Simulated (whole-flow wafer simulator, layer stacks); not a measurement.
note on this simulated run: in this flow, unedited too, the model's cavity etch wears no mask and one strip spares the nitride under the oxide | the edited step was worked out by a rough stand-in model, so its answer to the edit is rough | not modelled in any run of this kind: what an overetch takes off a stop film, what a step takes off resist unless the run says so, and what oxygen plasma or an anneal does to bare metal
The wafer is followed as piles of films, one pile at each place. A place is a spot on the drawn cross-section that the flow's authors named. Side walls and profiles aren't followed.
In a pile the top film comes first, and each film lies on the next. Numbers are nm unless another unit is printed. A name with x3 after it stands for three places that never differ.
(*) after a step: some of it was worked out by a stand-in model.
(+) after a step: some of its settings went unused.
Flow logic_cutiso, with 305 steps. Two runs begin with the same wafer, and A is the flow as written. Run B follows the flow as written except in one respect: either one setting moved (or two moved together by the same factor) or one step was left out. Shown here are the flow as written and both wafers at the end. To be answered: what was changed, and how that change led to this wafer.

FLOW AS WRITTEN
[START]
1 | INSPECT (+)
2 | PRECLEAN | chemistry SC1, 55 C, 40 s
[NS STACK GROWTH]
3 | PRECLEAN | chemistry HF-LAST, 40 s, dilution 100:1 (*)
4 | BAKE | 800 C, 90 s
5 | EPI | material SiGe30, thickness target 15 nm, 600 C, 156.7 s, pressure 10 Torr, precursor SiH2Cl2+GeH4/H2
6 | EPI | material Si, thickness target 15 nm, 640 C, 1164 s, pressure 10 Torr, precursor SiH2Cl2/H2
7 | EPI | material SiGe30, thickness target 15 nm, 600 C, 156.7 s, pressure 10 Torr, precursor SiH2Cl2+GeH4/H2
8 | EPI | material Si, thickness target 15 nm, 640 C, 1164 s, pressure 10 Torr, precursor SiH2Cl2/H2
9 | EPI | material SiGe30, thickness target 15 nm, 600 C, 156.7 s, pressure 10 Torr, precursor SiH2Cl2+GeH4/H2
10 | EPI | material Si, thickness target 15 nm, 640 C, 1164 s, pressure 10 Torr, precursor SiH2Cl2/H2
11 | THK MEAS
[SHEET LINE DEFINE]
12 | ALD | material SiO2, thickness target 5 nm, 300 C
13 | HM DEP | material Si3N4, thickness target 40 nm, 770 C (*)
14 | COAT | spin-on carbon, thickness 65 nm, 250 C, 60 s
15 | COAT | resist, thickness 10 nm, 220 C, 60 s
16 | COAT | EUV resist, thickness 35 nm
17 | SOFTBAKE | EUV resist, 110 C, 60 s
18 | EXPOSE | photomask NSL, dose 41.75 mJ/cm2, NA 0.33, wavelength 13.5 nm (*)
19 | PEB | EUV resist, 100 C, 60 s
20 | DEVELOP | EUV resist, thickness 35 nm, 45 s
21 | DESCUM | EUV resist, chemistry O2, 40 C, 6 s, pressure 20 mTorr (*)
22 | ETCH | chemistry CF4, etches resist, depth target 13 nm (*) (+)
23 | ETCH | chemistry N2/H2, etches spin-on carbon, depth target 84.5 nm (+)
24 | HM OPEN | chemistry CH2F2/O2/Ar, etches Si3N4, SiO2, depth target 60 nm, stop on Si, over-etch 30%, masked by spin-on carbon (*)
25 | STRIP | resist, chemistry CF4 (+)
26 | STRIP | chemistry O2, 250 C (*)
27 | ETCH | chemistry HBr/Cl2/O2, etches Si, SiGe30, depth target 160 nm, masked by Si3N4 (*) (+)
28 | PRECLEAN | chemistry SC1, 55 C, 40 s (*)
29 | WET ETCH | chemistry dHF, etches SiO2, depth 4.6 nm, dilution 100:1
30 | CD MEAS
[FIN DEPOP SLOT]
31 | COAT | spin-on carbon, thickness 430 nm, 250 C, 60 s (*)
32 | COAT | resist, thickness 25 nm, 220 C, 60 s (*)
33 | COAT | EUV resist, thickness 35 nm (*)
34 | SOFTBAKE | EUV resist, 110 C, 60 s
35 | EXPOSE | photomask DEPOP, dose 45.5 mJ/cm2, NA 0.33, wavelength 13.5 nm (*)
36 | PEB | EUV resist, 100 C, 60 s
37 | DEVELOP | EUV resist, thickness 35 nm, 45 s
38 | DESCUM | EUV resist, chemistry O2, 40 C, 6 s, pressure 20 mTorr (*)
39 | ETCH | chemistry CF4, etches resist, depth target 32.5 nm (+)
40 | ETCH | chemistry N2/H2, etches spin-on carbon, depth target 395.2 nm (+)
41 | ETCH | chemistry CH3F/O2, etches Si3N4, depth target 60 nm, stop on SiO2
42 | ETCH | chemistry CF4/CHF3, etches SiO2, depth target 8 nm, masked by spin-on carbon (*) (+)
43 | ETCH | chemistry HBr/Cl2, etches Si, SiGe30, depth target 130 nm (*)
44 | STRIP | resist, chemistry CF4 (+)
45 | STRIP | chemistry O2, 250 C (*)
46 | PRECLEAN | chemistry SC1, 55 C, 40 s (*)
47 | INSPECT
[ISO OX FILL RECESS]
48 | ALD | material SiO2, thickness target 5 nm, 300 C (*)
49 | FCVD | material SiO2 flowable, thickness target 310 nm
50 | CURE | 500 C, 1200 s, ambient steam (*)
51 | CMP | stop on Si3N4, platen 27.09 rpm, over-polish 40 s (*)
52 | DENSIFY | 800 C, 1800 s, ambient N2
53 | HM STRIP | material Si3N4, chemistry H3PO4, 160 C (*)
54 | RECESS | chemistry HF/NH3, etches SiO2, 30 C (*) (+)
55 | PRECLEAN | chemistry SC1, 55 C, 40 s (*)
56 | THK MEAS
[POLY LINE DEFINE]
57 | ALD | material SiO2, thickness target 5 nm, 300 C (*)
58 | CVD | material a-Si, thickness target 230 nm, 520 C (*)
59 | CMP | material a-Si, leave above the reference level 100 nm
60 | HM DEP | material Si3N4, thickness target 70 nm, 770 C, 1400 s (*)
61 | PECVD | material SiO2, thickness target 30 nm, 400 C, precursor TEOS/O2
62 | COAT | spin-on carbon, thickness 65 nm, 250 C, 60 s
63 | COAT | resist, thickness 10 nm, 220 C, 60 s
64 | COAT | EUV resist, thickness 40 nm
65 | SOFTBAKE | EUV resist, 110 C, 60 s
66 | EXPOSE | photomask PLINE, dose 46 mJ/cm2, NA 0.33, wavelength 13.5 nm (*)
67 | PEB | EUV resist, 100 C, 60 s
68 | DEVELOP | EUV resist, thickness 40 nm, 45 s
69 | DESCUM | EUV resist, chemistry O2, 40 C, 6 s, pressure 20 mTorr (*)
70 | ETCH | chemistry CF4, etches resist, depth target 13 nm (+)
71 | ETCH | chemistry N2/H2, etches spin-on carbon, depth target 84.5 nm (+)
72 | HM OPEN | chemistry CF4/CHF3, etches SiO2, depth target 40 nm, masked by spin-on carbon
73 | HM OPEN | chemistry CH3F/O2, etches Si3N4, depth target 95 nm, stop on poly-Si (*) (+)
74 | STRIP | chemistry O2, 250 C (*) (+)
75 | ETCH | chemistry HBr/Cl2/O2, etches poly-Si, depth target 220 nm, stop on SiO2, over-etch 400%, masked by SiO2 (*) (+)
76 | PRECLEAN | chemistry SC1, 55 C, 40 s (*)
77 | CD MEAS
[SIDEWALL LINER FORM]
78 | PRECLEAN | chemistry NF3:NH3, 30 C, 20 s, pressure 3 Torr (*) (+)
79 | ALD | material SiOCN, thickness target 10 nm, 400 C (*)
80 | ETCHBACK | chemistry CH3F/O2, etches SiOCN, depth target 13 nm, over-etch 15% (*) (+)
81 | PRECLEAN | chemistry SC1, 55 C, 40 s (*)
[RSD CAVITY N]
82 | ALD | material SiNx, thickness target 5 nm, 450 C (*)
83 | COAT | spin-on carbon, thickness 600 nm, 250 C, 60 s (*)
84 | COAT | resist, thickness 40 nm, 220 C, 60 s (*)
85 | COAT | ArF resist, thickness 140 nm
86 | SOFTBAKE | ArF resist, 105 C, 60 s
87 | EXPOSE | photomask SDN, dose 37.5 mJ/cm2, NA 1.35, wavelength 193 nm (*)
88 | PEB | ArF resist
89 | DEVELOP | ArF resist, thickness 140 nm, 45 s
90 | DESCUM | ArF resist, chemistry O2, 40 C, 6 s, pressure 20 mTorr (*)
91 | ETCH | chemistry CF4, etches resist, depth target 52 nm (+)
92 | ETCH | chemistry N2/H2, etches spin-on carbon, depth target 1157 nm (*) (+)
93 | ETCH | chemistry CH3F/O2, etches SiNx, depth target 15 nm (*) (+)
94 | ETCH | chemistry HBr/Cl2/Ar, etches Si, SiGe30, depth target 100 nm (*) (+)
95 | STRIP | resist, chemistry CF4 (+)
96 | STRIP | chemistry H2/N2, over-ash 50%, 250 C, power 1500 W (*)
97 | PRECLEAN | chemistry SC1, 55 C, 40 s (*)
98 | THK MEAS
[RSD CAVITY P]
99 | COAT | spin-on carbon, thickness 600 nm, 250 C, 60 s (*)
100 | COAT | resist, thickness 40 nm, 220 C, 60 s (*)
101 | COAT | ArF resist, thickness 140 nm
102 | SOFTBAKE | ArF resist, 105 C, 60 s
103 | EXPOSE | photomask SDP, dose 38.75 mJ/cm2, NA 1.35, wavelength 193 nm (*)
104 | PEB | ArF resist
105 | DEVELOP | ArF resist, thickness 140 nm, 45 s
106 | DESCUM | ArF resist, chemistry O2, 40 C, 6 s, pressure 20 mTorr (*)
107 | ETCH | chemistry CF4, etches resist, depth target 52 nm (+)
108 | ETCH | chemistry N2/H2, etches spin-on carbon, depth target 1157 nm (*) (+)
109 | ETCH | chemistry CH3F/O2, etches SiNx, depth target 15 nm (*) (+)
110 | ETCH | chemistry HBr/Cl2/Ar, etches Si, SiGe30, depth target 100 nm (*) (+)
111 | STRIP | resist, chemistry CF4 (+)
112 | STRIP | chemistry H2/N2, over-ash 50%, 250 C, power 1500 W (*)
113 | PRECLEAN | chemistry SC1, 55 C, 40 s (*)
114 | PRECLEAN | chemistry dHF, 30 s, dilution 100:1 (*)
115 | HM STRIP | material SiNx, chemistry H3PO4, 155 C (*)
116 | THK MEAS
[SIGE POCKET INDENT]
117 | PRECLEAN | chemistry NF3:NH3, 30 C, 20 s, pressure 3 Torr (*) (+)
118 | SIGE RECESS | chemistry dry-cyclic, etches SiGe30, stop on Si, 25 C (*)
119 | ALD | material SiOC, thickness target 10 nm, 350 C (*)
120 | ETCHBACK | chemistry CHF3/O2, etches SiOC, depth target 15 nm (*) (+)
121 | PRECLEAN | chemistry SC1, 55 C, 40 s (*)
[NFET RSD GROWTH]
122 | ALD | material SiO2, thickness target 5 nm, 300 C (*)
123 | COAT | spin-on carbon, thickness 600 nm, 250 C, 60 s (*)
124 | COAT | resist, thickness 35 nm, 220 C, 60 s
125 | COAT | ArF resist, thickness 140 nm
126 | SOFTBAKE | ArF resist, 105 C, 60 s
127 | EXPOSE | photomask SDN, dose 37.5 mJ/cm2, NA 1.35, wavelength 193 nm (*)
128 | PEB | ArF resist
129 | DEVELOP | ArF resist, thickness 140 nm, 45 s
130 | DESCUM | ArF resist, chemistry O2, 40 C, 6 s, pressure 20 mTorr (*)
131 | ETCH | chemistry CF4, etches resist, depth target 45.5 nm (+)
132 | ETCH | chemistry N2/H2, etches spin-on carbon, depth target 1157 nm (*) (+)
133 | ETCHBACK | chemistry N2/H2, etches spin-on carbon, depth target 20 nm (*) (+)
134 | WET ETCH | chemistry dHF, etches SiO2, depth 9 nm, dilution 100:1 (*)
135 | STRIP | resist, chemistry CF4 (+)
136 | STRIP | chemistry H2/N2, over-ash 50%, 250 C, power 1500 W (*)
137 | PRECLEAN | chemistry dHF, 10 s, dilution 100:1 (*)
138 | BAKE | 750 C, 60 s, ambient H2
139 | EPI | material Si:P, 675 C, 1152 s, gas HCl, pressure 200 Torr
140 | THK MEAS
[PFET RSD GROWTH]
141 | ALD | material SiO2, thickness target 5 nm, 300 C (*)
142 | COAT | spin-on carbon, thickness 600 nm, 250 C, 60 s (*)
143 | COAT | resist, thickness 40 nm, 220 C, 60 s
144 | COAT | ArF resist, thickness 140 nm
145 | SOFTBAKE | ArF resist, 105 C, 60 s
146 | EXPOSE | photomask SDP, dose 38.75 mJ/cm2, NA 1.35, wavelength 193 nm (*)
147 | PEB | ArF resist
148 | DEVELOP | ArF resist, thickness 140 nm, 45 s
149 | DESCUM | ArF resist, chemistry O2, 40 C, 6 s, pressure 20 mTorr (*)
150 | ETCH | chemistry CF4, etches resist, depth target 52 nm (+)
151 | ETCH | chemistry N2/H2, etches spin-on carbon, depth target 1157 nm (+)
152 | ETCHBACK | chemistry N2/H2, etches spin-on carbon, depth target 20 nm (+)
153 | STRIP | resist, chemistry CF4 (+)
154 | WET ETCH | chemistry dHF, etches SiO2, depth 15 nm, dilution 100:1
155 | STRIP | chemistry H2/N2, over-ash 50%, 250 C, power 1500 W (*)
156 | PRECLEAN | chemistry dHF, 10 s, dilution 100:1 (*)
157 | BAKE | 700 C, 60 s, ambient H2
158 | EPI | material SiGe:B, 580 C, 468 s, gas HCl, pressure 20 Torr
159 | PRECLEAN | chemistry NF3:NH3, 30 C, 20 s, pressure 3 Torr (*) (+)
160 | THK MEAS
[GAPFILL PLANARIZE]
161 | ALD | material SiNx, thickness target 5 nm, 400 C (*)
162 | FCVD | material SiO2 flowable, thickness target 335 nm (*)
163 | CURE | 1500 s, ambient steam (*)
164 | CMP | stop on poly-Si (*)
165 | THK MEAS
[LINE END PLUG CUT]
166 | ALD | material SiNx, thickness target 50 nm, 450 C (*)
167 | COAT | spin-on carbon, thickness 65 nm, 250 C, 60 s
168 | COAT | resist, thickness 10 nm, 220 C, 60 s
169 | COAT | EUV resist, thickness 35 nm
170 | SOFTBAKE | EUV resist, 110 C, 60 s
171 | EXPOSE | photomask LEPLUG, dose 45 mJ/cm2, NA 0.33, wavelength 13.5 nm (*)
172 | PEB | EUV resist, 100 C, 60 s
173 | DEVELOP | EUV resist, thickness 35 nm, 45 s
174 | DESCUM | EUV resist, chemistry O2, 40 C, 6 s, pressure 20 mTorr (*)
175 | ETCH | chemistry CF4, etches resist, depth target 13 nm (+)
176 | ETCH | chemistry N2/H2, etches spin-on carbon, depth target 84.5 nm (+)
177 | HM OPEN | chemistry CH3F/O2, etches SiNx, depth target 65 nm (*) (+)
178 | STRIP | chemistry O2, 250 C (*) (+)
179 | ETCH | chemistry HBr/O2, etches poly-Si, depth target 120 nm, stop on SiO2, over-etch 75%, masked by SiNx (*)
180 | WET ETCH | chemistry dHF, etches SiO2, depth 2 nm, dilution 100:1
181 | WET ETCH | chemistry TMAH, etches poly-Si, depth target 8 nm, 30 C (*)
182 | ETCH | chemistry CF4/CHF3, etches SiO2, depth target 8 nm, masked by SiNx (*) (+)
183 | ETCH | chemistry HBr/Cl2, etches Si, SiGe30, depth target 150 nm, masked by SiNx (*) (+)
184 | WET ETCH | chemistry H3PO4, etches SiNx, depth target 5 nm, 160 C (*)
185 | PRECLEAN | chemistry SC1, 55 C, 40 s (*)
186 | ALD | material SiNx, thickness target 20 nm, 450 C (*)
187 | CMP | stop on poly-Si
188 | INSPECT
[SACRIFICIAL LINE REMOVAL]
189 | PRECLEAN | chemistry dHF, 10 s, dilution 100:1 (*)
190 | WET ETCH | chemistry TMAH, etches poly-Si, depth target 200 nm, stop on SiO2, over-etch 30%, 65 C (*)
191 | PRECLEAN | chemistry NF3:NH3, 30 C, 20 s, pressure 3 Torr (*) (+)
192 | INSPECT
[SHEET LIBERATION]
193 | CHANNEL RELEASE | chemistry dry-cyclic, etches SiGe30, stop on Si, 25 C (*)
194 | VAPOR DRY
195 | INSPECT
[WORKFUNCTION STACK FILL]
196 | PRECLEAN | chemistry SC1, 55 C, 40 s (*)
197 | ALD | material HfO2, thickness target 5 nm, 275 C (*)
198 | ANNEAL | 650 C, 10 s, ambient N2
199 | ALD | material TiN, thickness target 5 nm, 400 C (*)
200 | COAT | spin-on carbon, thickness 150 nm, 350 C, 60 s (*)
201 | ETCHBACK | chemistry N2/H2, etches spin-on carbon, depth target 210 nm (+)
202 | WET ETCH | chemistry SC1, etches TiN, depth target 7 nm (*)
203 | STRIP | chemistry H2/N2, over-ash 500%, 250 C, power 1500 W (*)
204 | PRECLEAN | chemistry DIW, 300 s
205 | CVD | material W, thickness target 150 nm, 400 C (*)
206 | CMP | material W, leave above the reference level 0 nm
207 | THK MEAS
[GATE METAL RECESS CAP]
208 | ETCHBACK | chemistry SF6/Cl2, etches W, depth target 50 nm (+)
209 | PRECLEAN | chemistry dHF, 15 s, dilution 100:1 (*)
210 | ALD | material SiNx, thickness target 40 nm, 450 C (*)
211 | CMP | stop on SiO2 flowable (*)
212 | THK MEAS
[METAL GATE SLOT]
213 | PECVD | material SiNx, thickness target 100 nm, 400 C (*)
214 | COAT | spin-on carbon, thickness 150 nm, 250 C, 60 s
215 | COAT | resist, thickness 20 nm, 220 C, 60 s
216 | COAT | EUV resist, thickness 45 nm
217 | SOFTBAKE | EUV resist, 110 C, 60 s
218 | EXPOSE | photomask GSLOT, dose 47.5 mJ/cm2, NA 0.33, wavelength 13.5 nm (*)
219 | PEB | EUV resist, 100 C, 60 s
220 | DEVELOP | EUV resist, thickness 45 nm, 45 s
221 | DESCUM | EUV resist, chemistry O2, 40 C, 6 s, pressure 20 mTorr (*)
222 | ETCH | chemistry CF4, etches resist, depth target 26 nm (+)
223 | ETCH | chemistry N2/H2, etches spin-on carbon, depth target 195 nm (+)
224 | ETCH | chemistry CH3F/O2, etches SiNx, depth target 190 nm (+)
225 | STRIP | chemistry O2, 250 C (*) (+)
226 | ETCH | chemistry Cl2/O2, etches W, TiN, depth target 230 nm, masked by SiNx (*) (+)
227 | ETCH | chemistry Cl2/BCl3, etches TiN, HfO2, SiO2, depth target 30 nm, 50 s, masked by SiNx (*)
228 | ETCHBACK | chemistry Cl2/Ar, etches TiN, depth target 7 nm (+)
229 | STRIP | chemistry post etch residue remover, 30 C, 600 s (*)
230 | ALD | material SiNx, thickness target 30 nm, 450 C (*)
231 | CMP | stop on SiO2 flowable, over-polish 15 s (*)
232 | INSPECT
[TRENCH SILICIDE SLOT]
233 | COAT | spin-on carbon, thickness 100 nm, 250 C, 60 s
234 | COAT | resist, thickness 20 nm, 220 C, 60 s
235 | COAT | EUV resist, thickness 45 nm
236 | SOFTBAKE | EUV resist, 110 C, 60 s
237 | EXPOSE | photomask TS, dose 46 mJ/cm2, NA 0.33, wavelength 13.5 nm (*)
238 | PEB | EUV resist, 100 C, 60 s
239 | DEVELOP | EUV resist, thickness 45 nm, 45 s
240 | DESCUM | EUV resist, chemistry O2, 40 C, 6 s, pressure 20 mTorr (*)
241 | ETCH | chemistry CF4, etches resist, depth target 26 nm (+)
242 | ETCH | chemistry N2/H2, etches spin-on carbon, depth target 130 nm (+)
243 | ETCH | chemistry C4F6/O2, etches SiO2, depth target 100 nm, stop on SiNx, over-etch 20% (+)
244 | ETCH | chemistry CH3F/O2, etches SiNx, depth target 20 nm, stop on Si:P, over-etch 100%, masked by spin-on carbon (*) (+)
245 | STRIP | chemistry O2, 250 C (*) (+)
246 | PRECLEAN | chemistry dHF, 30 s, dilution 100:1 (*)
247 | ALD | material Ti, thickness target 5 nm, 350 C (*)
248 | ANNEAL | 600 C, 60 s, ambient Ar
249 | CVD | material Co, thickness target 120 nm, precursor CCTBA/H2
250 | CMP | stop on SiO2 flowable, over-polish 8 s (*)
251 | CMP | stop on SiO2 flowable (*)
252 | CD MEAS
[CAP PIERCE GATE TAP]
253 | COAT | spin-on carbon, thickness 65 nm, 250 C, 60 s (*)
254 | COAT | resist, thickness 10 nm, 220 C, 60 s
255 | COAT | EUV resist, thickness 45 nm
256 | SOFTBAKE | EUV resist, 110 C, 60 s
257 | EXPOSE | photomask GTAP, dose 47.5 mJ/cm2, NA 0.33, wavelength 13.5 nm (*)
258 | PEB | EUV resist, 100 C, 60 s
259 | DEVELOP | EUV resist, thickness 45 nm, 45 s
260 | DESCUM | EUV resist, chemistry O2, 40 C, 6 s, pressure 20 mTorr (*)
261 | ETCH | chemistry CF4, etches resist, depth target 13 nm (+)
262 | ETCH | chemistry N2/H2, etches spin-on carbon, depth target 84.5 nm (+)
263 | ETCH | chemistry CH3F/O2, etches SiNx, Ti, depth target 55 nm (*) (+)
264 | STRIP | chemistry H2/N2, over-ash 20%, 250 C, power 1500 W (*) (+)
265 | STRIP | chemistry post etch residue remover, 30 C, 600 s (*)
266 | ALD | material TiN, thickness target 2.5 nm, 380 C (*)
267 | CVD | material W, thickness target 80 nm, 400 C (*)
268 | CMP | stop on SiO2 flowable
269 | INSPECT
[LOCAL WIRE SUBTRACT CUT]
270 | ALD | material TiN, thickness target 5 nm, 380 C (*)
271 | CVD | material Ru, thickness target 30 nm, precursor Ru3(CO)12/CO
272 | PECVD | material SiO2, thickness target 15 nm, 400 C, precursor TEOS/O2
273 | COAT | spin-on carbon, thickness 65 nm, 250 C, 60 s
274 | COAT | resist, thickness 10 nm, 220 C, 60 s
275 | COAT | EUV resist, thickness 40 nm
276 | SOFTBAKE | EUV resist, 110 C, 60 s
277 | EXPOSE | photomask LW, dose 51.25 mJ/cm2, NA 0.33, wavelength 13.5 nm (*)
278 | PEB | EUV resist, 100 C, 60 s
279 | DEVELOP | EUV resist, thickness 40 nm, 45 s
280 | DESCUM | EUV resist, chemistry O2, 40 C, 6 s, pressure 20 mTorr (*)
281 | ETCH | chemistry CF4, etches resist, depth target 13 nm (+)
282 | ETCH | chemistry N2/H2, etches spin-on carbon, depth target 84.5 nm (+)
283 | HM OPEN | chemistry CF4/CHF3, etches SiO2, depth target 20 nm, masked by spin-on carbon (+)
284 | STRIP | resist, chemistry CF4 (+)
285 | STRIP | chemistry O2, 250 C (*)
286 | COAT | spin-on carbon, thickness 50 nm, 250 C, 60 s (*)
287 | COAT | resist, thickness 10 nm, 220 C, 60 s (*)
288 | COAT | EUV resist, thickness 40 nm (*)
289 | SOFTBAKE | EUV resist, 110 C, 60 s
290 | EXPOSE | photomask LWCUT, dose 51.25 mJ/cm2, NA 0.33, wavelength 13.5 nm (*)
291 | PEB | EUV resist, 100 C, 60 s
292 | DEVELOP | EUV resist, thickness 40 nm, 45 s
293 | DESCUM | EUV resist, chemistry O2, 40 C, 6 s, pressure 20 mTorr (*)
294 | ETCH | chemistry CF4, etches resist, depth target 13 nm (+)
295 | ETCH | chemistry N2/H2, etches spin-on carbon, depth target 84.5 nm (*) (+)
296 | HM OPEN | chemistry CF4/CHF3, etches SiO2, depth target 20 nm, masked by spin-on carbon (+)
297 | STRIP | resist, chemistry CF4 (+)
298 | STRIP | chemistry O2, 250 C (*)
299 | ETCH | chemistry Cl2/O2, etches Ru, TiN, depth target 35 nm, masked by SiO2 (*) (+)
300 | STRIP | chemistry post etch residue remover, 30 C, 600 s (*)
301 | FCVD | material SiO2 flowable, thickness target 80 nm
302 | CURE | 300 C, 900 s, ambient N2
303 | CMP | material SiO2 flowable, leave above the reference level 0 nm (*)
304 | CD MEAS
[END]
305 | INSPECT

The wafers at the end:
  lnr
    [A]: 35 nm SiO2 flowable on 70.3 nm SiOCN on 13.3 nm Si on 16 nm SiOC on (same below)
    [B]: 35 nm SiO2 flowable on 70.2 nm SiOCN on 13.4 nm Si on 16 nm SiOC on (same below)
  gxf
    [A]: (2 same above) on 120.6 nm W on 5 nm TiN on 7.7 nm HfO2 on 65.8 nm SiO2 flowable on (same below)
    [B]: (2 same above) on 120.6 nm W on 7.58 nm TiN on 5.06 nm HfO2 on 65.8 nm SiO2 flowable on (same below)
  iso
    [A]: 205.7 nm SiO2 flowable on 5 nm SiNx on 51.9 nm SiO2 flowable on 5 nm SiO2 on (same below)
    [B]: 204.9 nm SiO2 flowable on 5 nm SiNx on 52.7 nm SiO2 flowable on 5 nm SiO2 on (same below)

The reason: step 75, ETCH: over-etch 340% was run, while the flow as written has over-etch 400%.

The path from the change to this, step by step:
  75 | ETCH | chemistry HBr/Cl2/O2, etches poly-Si, depth target 220 nm, stop on SiO2, over-etch 400%, masked by SiO2 (*) (+)
      lnr, lnrp, lnrt, rsdn, rsdp, rsdw, rsdx: A -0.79 chemical SiO2 (all of it), -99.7 poly-Si (all of it), -5 SiO2 (all of it) | B -0.79 chemical SiO2 (all of it), -99.7 poly-Si (all of it), -4.34 SiO2
      depop, dpovl, gfld and 10 more: A -9.58 SiO2 | B -9.01 SiO2
      (and at 2 other places as well)
  78 | PRECLEAN | chemistry NF3:NH3, 30 C, 20 s, pressure 3 Torr (*) (+)
      lnr, lnrp, lnrt, rsdn, rsdp, rsdw, rsdx: A -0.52 chemical SiO2 (all of it) | B -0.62 SiO2 (all of it), -0.49 chemical SiO2 (all of it)
      iso, lnri: A -0.41 SiO2 (all of it), -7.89 SiO2 flowable | B -1.06 SiO2 (all of it), -7.13 SiO2 flowable
  120 | ETCHBACK | chemistry CHF3/O2, etches SiOC, depth target 15 nm (*) (+)
      gxn: A -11 SiOC (all of it), -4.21 SiO2 (all of it) | B -11 SiOC (all of it), -3.99 SiO2
      gxp: A -11 SiOC (all of it), -4.25 SiO2 (all of it) | B -11 SiOC (all of it), -4.02 SiO2
      (and at 3 other places as well)
  122 | ALD | material SiO2, thickness target 5 nm, 300 C (*)
      gxn: A +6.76 SiO2 (new film) | B +6.74 SiO2
      gxp: A +6.75 SiO2 (new film) | B +6.73 SiO2
  133 | ETCHBACK | chemistry N2/H2, etches spin-on carbon, depth target 20 nm (*) (+)
      gxn: A -0.7 SiO2 (all of it), -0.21 Si3N4 | B -1.41 SiO2 (all of it)
  153 | STRIP | resist, chemistry CF4 (+)
      gxp: A -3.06 SiO2 (all of it) | B -3.77 SiO2 (all of it)
  164 | CMP | stop on poly-Si (*)
      depop, dpovl, isow, ns, nsgap: A -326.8 SiO2 flowable (all of it), -5 SiNx (all of it), -4.13 SiO2 (all of it), -70 Si3N4 (all of it) | B -326.8 SiO2 flowable (all of it), -5 SiNx (all of it), -4.69 SiO2 (all of it), -70 Si3N4 (all of it)
      gfld, gxf, plug: A -251.9 SiO2 flowable (all of it), -5 SiNx (all of it), -4.13 SiO2 (all of it), -70 Si3N4 (all of it) | B -251.7 SiO2 flowable (all of it), -5 SiNx (all of it), -4.69 SiO2 (all of it), -70 Si3N4 (all of it)
  197 | ALD | material HfO2, thickness target 5 nm, 275 C (*)
      gxf: A +7.7 HfO2 (new film) | B +5.06 HfO2 (new film)
  199 | ALD | material TiN, thickness target 5 nm, 400 C (*)
      gxf: A +5 TiN (new film) | B +7.58 TiN (new film)
